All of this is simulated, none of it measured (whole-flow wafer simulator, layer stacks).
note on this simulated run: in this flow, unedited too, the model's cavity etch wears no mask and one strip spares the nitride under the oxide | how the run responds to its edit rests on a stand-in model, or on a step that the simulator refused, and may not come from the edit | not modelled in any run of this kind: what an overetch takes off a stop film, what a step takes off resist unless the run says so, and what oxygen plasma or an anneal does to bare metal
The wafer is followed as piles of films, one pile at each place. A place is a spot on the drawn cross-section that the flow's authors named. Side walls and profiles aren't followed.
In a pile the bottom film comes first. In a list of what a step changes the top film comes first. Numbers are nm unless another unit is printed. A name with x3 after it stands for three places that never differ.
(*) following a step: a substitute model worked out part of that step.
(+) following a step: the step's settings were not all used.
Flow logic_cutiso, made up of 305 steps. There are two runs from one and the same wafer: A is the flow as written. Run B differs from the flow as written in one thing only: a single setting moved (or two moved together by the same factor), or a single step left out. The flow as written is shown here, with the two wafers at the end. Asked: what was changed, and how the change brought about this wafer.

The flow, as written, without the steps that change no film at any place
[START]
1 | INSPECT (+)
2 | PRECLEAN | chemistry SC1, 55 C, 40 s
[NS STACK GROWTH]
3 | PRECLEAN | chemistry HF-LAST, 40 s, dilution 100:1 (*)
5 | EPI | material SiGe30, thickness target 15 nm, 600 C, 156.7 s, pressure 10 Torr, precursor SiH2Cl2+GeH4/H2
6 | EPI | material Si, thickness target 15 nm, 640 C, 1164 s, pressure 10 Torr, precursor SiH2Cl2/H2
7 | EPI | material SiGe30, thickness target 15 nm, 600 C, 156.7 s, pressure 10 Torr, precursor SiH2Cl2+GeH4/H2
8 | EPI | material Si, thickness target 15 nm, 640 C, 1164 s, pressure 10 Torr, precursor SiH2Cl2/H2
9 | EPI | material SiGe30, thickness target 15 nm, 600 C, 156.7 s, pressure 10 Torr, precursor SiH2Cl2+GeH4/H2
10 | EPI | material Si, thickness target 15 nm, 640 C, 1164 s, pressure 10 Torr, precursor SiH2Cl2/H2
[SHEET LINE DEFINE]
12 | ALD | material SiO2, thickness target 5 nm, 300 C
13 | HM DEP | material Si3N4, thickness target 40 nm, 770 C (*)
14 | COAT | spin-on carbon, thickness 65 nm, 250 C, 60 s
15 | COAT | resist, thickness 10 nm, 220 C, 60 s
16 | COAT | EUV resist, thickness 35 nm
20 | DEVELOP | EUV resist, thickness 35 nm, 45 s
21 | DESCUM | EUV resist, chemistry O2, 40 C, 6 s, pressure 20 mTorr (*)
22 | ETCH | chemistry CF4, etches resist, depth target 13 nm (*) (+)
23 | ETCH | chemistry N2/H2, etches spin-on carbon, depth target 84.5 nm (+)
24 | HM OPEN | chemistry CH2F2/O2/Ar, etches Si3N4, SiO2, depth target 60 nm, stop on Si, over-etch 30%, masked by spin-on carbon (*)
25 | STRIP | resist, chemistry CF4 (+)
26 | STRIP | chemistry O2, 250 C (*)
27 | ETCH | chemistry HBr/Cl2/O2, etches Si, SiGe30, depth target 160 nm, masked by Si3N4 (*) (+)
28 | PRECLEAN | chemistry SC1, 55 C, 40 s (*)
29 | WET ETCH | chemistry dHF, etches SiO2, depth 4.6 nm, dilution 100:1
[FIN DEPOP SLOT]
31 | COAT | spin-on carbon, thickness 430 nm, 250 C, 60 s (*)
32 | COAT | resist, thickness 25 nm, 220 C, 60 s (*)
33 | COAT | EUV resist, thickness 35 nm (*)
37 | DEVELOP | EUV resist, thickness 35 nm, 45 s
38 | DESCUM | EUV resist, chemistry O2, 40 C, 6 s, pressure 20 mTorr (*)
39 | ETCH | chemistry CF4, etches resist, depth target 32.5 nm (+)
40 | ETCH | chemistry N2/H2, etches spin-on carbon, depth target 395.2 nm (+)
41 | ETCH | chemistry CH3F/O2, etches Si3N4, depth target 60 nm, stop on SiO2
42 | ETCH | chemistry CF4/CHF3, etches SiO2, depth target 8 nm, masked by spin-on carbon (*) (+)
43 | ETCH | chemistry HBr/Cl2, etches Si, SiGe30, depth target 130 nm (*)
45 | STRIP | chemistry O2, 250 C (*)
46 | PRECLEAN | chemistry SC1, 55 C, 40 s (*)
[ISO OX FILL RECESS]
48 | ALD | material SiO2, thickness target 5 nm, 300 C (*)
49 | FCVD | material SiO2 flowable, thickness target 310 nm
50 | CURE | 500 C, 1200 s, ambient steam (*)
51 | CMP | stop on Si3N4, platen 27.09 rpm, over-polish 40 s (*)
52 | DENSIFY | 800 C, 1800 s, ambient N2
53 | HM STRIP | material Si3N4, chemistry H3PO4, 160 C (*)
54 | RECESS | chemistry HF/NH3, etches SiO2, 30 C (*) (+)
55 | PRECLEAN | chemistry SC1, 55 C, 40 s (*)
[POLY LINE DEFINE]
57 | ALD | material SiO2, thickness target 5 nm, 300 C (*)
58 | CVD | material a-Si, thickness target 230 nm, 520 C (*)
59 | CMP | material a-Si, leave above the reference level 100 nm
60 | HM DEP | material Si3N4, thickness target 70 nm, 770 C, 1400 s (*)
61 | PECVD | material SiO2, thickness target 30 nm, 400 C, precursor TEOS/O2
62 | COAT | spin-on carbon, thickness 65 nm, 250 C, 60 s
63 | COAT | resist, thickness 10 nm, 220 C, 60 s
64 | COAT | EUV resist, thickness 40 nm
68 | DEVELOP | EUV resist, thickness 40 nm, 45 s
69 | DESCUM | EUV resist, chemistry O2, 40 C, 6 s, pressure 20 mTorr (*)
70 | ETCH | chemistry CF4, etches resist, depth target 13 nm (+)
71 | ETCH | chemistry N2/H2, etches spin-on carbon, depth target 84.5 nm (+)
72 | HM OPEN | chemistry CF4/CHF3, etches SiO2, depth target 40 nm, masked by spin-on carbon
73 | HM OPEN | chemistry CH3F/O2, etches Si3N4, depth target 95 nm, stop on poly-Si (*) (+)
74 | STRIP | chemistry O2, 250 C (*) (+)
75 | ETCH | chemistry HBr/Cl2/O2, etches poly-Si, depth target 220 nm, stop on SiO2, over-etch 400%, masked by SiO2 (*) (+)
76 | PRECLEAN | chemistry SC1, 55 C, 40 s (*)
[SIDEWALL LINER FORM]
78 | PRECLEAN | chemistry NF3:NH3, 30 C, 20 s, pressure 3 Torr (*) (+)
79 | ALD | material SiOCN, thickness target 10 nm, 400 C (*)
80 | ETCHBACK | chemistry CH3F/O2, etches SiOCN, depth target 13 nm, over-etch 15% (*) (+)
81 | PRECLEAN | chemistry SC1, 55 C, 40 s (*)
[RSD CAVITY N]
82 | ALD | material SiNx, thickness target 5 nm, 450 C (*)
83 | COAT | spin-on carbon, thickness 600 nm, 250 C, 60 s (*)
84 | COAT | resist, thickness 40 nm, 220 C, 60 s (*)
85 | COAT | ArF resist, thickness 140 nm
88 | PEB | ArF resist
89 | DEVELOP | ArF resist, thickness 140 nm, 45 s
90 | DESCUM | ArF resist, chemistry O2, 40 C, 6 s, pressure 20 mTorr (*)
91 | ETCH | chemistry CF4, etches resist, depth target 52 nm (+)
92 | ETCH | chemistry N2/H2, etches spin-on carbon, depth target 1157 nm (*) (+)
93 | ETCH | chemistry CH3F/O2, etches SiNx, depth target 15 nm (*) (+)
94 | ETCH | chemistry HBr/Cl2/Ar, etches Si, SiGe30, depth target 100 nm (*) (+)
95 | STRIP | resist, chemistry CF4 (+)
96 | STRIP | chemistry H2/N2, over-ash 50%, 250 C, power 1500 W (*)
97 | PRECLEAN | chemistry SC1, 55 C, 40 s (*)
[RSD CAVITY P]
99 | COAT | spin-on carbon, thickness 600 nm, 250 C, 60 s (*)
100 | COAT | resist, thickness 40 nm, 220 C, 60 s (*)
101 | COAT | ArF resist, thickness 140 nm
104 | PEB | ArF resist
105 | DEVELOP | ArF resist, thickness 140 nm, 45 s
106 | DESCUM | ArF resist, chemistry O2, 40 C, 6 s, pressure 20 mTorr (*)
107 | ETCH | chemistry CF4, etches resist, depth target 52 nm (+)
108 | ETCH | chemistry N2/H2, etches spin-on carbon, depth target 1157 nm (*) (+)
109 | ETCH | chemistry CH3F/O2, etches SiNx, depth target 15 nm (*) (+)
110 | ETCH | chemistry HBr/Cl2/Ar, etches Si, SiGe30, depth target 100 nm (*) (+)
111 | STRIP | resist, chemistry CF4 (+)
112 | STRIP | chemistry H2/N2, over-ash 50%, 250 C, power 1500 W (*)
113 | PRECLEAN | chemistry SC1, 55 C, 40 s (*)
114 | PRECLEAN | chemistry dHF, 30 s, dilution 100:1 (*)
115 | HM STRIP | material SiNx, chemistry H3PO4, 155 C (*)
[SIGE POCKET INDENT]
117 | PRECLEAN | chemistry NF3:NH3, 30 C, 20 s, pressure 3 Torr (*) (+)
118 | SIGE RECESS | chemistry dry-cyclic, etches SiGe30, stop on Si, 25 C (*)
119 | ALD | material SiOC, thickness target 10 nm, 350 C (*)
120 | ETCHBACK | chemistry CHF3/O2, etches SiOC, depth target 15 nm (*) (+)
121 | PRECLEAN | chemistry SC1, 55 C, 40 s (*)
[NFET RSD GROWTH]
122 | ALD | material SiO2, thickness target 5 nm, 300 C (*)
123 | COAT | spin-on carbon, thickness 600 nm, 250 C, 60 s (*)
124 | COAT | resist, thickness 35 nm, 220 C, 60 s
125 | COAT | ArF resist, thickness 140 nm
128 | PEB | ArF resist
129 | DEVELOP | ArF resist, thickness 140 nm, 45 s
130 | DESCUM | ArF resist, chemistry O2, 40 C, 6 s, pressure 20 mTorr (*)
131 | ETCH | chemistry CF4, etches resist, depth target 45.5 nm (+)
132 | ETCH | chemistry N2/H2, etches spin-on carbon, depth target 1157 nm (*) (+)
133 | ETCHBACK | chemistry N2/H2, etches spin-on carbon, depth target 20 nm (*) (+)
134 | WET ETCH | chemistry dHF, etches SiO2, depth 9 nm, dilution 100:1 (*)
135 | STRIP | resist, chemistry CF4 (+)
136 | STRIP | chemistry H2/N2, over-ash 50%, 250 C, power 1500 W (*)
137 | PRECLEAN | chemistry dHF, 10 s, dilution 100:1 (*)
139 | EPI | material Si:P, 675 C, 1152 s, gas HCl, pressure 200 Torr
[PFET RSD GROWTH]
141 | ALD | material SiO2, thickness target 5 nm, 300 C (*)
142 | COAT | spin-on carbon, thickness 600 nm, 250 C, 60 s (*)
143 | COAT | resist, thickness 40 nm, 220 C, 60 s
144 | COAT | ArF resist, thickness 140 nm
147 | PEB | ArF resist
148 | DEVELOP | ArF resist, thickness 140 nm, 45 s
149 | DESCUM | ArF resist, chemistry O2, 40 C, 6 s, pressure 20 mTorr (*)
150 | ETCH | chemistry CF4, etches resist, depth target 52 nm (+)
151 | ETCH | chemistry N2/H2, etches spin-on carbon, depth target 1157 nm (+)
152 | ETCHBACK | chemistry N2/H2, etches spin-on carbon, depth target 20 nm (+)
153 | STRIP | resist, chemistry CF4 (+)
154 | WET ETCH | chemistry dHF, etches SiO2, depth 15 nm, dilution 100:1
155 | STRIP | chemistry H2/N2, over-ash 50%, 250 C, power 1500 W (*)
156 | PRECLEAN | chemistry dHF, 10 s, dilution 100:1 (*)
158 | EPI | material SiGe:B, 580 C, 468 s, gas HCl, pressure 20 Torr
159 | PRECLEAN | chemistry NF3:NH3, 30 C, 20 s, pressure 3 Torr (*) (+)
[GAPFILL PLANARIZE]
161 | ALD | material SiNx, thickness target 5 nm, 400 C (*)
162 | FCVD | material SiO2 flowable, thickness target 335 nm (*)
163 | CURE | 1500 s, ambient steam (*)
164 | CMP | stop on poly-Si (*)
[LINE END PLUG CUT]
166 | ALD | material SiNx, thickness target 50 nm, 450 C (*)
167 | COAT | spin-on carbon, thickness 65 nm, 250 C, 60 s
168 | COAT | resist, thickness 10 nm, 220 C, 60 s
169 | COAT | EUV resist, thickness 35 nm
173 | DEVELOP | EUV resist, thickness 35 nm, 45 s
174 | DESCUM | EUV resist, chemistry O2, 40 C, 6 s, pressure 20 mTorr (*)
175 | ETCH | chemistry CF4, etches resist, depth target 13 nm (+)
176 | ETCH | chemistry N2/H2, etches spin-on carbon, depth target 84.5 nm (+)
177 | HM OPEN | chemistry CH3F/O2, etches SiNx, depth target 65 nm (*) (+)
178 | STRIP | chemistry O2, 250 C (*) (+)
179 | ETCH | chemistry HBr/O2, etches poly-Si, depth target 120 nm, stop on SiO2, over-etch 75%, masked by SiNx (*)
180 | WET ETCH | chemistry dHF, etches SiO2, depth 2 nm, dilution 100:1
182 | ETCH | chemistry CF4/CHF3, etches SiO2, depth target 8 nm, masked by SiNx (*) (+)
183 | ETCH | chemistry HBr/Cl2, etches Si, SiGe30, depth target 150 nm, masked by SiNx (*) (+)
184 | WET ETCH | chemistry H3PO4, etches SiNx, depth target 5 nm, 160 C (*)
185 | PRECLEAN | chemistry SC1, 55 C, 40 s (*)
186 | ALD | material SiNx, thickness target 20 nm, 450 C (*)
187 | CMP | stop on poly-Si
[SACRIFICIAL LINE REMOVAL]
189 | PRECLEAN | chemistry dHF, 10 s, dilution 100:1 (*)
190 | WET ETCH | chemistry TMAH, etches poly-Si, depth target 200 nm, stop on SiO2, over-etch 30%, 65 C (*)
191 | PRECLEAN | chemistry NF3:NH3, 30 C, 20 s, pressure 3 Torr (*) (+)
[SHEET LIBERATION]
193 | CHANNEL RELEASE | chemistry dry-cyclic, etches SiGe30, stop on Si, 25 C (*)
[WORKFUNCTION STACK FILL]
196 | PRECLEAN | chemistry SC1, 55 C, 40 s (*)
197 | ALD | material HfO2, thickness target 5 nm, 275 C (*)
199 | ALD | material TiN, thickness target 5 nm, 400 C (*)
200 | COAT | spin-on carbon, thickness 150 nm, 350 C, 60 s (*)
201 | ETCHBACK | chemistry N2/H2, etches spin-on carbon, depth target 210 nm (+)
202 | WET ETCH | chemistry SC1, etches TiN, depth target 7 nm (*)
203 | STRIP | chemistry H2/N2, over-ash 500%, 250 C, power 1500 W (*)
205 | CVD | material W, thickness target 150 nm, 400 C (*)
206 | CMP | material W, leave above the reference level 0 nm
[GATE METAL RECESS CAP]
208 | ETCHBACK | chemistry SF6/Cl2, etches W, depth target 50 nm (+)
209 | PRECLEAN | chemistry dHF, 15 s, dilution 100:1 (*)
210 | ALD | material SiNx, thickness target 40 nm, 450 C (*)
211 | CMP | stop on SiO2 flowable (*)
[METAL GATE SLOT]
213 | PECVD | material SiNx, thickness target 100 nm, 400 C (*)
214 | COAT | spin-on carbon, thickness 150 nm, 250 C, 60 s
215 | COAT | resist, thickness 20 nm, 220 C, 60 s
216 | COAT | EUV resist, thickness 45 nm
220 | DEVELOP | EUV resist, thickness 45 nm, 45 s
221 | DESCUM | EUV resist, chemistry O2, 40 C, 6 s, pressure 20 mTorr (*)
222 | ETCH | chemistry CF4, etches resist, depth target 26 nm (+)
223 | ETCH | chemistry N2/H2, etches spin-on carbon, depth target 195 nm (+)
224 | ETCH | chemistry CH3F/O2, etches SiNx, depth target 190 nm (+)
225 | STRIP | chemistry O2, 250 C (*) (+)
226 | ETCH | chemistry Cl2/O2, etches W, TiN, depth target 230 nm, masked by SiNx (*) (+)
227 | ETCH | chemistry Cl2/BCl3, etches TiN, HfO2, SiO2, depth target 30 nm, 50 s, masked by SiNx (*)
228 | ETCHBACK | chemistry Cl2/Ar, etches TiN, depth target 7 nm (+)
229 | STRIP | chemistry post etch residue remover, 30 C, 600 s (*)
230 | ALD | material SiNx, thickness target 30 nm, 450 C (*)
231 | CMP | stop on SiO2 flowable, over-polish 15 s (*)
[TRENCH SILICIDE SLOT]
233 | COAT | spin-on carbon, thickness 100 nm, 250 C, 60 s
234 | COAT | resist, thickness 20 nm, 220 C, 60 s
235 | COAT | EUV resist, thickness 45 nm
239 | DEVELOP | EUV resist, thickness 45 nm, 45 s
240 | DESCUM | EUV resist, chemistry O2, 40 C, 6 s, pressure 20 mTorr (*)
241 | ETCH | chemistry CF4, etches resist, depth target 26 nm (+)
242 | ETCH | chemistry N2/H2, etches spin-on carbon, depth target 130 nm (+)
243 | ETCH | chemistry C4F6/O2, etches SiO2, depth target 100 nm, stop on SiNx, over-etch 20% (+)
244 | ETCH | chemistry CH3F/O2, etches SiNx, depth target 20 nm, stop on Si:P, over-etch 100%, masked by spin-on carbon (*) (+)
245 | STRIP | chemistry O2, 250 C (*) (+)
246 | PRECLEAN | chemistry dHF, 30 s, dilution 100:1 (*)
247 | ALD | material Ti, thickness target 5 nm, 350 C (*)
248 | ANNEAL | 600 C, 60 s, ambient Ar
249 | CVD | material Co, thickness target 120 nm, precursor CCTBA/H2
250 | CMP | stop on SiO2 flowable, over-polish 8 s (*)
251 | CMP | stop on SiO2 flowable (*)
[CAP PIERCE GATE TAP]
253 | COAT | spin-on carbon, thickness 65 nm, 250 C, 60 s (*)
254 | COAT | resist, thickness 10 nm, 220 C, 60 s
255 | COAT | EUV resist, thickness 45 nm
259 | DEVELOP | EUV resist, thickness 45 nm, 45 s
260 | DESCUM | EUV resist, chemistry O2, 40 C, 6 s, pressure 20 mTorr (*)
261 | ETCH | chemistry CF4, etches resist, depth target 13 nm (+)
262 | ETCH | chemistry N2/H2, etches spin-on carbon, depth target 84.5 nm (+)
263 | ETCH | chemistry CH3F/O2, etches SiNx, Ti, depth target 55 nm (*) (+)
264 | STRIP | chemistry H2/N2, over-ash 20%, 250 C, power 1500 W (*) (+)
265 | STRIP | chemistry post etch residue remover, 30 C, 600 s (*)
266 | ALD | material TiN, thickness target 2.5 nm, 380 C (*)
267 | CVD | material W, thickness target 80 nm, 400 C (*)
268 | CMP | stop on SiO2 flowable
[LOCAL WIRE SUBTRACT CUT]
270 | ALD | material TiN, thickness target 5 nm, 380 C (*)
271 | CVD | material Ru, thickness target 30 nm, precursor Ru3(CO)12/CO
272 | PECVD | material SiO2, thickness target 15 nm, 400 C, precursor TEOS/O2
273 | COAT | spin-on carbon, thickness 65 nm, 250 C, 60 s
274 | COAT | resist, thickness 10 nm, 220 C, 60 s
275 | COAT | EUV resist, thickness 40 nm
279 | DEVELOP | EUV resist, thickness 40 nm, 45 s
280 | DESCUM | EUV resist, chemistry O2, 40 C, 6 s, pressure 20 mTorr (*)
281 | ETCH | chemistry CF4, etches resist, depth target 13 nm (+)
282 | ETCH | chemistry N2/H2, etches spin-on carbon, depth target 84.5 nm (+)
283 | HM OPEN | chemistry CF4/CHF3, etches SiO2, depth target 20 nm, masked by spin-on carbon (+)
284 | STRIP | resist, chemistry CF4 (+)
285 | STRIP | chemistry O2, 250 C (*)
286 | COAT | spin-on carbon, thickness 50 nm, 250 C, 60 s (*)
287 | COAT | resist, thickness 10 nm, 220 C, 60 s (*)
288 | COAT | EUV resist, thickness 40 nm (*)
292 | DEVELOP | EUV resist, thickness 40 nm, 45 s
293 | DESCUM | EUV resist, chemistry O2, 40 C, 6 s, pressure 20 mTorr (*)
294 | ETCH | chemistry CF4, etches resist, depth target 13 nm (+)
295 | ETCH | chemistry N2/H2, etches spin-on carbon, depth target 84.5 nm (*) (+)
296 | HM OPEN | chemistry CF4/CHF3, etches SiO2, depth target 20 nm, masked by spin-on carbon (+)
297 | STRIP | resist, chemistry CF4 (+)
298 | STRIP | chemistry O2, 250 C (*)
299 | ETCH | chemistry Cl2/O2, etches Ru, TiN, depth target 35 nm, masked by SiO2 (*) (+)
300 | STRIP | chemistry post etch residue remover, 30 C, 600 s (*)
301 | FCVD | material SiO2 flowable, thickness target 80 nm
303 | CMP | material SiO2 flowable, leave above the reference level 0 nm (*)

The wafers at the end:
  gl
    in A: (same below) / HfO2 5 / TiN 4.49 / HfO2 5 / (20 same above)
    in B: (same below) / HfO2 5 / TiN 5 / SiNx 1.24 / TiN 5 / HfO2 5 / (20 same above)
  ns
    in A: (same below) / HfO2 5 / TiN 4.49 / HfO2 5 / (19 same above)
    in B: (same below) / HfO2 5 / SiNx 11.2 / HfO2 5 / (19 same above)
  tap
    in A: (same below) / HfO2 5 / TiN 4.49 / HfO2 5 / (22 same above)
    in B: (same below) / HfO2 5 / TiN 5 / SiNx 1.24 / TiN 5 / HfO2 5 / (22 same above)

Cause: step 5, EPI: thickness target 21.8 nm was run, while the flow as written has thickness target 15 nm; step 5, EPI: 227.2 s was run, where the flow has 156.7 s.

The path from the change to this, step by step:
  5 | EPI | material SiGe30, thickness target 15 nm, 600 C, 156.7 s, pressure 10 Torr, precursor SiH2Cl2+GeH4/H2
      depop, dpovl, gfld and 19 more: A +15 SiGe30 (new film) | B +21.8 SiGe30 (new film)
  27 | ETCH | chemistry HBr/Cl2/O2, etches Si, SiGe30, depth target 160 nm, masked by Si3N4 (*) (+)
      gfld, gxf, iso, lnri: A -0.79 chemical SiO2 (all of it), -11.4 Si (all of it), -15 SiGe30 (all of it), -15 Si (all of it), -15 SiGe30 (all of it), -15 Si (all of it), -15 SiGe30 (all of it), -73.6 Si | B -0.79 chemical SiO2 (all of it), -11.4 Si (all of it), -15 SiGe30 (all of it), -15 Si (all of it), -15 SiGe30 (all of it), -15 Si (all of it), -21.8 SiGe30 (all of it), -66.9 Si
      dpovl, nsgap: A -0.79 chemical SiO2 (all of it), -11.8 Si (all of it), -15 SiGe30 (all of it), -15 Si (all of it), -15 SiGe30 (all of it), -15 Si (all of it), -15 SiGe30 (all of it), -73.2 Si | B -0.79 chemical SiO2 (all of it), -11.8 Si (all of it), -15 SiGe30 (all of it), -15 Si (all of it), -15 SiGe30 (all of it), -15 Si (all of it), -21.8 SiGe30 (all of it), -66.5 Si
      (and at 1 other place as well)
  43 | ETCH | chemistry HBr/Cl2, etches Si, SiGe30, depth target 130 nm (*)
      depop: A -14 Si (all of it), -15 SiGe30 (all of it), -15 Si (all of it), -15 SiGe30 (all of it), -15 Si (all of it), -15 SiGe30 (all of it), -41 Si | B -14 Si (all of it), -15 SiGe30 (all of it), -15 Si (all of it), -15 SiGe30 (all of it), -15 Si (all of it), -21.8 SiGe30 (all of it), -34.2 Si
  94 | ETCH | chemistry HBr/Cl2/Ar, etches Si, SiGe30, depth target 100 nm (*) (+)
      rsdn, rsdx: A -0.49 chemical SiO2 (all of it), -12.8 Si (all of it), -15 SiGe30 (all of it), -15 Si (all of it), -15 SiGe30 (all of it), -15 Si (all of it), -15 SiGe30 (all of it), -12.2 Si | B -0.49 chemical SiO2 (all of it), -12.8 Si (all of it), -15 SiGe30 (all of it), -15 Si (all of it), -15 SiGe30 (all of it), -15 Si (all of it), -21.8 SiGe30 (all of it), -5.41 Si
  110 | ETCH | chemistry HBr/Cl2/Ar, etches Si, SiGe30, depth target 100 nm (*) (+)
      rsdp, rsdw: A -0.49 chemical SiO2 (all of it), -12.8 Si (all of it), -15 SiGe30 (all of it), -15 Si (all of it), -15 SiGe30 (all of it), -15 Si (all of it), -15 SiGe30 (all of it), -12.2 Si | B -0.49 chemical SiO2 (all of it), -12.8 Si (all of it), -15 SiGe30 (all of it), -15 Si (all of it), -15 SiGe30 (all of it), -15 Si (all of it), -21.8 SiGe30 (all of it), -5.41 Si
  118 | SIGE RECESS | chemistry dry-cyclic, etches SiGe30, stop on Si, 25 C (*)
      lnr, lnrp, lnrt: A -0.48 SiOCN, -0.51 Si, +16 cavity (new film), -15 SiGe30 (all of it), -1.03 Si, +16 cavity (new film), -15 SiGe30 (all of it), -1.03 Si, +16 cavity (new film), -15 SiGe30 (all of it), -0.51 Si | B -0.48 SiOCN, -0.51 Si, +16 cavity (new film), -15 SiGe30 (all of it), -1.03 Si, +16 cavity (new film), -15 SiGe30 (all of it), -1.03 Si, +22.8 cavity (new film), -21.8 SiGe30 (all of it), -0.51 Si
  119 | ALD | material SiOC, thickness target 10 nm, 350 C (*)
      lnr, lnrp, lnrt: A +10 SiOC (new film), +16 SiOC (new film), -16 cavity (all of it), +16 SiOC (new film), -16 cavity (all of it), +16 SiOC (new film), -16 cavity (all of it) | B +10 SiOC (new film), +16 SiOC (new film), -16 cavity (all of it), +16 SiOC (new film), -16 cavity (all of it), +22.8 SiOC (new film), -22.8 cavity (all of it)
  183 | ETCH | chemistry HBr/Cl2, etches Si, SiGe30, depth target 150 nm, masked by SiNx (*) (+)
      plug: A -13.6 Si (all of it), -15 SiGe30 (all of it), -15 Si (all of it), -15 SiGe30 (all of it), -15 Si (all of it), -15 SiGe30 (all of it), -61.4 Si | B -13.6 Si (all of it), -15 SiGe30 (all of it), -15 Si (all of it), -15 SiGe30 (all of it), -15 Si (all of it), -21.8 SiGe30 (all of it), -54.7 Si
  193 | CHANNEL RELEASE | chemistry dry-cyclic, etches SiGe30, stop on Si, 25 C (*)
      gl, glp, gxn, gxp, ns, tap: A +0.8 chemical SiO2 (new film), -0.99 Si, +0.8 chemical SiO2 (new film), +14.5 cavity (new film), +0.8 chemical SiO2 (new film), -15 SiGe30 (all of it), -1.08 Si, +0.8 chemical SiO2 (new film), +14.5 cavity (new film), +0.8 chemical SiO2 (new film), -15 SiGe30 (all of it), -1.08 Si, +0.8 chemical SiO2 (new film), +14.5 cavity (new film), +0.8 chemical SiO2 (new film), -15 SiGe30 (all of it), -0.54 Si | B +0.8 chemical SiO2 (new film), -0.99 Si, +0.8 chemical SiO2 (new film), +14.5 cavity (new film), +0.8 chemical SiO2 (new film), -15 SiGe30 (all of it), -1.08 Si, +0.8 chemical SiO2 (new film), +14.5 cavity (new film), +0.8 chemical SiO2 (new film), -15 SiGe30 (all of it), -1.08 Si, +0.8 chemical SiO2 (new film), +21.2 cavity (new film), +0.8 chemical SiO2 (new film), -21.8 SiGe30 (all of it), -0.54 Si
  199 | ALD | material TiN, thickness target 5 nm, 400 C (*)
      gl, glp, tap: A +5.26 TiN (new film), +4.49 TiN (new film), -4.49 cavity (all of it), +4.49 TiN (new film), -4.49 cavity (all of it), +4.49 TiN (new film), -4.49 cavity (all of it) | B +5.26 TiN (new film), +4.49 TiN (new film), -4.49 cavity (all of it), +4.49 TiN (new film), -4.49 cavity (all of it), +5 TiN (new film), -10 cavity, +5 TiN (new film)
      gxn, gxp, ns: A +5 TiN (new film), +4.49 TiN (new film), -4.49 cavity (all of it), +4.49 TiN (new film), -4.49 cavity (all of it), +4.49 TiN (new film), -4.49 cavity (all of it) | B +5 TiN (new film), +4.49 TiN (new film), -4.49 cavity (all of it), +4.49 TiN (new film), -4.49 cavity (all of it), +5 TiN (new film), -10 cavity, +5 TiN (new film)
  202 | WET ETCH | chemistry SC1, etches TiN, depth target 7 nm (*)
      ns: A -5 TiN (all of it) | B -5 TiN (all of it), -5 TiN (all of it), +10 cavity, -5 TiN (all of it)
  210 | ALD | material SiNx, thickness target 40 nm, 450 C (*)
      gl, glp, gxn, gxp, tap: A +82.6 SiNx (new film) | B +82.6 SiNx (new film), +1.24 SiNx (new film), -1.24 cavity (all of it)
      ns: A +40 SiNx (new film) | B +40 SiNx (new film), +11.2 SiNx (new film), -11.2 cavity (all of it)
With metal films that touch counted as one body, gl has 5 bodies (between them, from the top down: HfO2 5 / chemical SiO2 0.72 / Si 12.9 / chemical SiO2 0.8 / HfO2 5; HfO2 5 / chemical SiO2 0.8 / Si 13.9 / chemical SiO2 0.8 / HfO2 5; HfO2 5 / chemical SiO2 0.8 / Si 13.9 / chemical SiO2 0.8 / HfO2 5; SiNx 1.24); the flow as written gives 4 bodies (between them, from the top down: HfO2 5 / chemical SiO2 0.72 / Si 12.9 / chemical SiO2 0.8 / HfO2 5; HfO2 5 / chemical SiO2 0.8 / Si 13.9 / chemical SiO2 0.8 / HfO2 5; HfO2 5 / chemical SiO2 0.8 / Si 13.9 / chemical SiO2 0.8 / HfO2 5).
With metal films that touch counted as one body, ns has 3 bodies (between them, from the top down: HfO2 5 / chemical SiO2 0.72 / Si 12.9 / chemical SiO2 0.8 / HfO2 5; HfO2 5 / chemical SiO2 0.8 / Si 13.9 / chemical SiO2 0.8 / HfO2 5); the flow as written gives 4 bodies (between them, from the top down: HfO2 5 / chemical SiO2 0.72 / Si 12.9 / chemical SiO2 0.8 / HfO2 5; HfO2 5 / chemical SiO2 0.8 / Si 13.9 / chemical SiO2 0.8 / HfO2 5; HfO2 5 / chemical SiO2 0.8 / Si 13.9 / chemical SiO2 0.8 / HfO2 5).
With metal films that touch counted as one body, tap has 5 bodies (between them, from the top down: HfO2 5 / chemical SiO2 0.72 / Si 12.9 / chemical SiO2 0.8 / HfO2 5; HfO2 5 / chemical SiO2 0.8 / Si 13.9 / chemical SiO2 0.8 / HfO2 5; HfO2 5 / chemical SiO2 0.8 / Si 13.9 / chemical SiO2 0.8 / HfO2 5; SiNx 1.24); the flow as written gives 4 bodies (between them, from the top down: HfO2 5 / chemical SiO2 0.72 / Si 12.9 / chemical SiO2 0.8 / HfO2 5; HfO2 5 / chemical SiO2 0.8 / Si 13.9 / chemical SiO2 0.8 / HfO2 5; HfO2 5 / chemical SiO2 0.8 / Si 13.9 / chemical SiO2 0.8 / HfO2 5).
